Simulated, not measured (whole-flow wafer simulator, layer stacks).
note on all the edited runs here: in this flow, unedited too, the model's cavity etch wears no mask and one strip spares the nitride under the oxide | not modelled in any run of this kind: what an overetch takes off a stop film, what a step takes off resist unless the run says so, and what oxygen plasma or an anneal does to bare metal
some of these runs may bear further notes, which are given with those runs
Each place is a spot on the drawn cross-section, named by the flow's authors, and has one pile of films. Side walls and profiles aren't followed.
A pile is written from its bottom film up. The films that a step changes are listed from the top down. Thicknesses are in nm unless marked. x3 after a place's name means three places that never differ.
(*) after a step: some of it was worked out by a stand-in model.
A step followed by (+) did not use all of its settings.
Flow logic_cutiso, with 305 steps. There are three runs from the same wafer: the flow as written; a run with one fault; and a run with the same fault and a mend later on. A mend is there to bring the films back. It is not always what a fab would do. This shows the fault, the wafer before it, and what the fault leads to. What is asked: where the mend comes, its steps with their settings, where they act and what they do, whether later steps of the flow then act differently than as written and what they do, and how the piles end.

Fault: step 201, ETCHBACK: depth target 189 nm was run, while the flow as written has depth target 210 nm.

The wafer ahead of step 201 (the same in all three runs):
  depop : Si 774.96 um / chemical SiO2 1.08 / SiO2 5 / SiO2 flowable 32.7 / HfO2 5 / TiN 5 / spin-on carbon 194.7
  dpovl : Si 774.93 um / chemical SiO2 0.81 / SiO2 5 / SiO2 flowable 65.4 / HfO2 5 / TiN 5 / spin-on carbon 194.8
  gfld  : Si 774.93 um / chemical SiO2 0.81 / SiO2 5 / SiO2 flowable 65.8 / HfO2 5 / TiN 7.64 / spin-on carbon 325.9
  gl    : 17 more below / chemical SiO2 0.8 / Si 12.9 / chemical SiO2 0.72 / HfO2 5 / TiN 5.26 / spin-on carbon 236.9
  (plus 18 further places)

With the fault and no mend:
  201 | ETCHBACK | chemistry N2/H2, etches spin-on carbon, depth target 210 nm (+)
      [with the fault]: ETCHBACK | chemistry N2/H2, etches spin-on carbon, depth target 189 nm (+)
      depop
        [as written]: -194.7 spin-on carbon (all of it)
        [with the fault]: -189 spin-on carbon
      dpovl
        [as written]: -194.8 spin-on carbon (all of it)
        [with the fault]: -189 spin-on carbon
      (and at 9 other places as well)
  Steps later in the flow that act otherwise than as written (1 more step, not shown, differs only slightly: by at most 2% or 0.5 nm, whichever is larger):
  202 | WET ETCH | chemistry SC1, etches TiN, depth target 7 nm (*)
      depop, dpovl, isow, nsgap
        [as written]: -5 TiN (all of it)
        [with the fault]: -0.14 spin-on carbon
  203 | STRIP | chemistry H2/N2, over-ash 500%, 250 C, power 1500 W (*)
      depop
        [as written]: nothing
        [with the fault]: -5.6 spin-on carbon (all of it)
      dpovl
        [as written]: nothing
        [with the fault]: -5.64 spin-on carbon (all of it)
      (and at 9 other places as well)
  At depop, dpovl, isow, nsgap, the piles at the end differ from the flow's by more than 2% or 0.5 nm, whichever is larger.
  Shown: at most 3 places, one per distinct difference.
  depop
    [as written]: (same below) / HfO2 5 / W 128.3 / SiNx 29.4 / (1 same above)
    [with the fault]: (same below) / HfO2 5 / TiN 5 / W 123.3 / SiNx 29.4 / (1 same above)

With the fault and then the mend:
  The mend follows step 201.
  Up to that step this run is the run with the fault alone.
  201a | ETCHBACK | chemistry N2/H2, etches spin-on carbon, depth target 21 nm (+) (the flow's step 201, run once more with other settings)
      gfld, gl, glp, gxf, gxn, gxp, tap
        -21 spin-on carbon
      depop
        -5.74 spin-on carbon (all of it)
      dpovl
        -5.78 spin-on carbon (all of it)
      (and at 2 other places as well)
  Every later step of the flow that is run acts as written at every place that is followed.
  At every place that both follow, the piles at the end match the flow's.
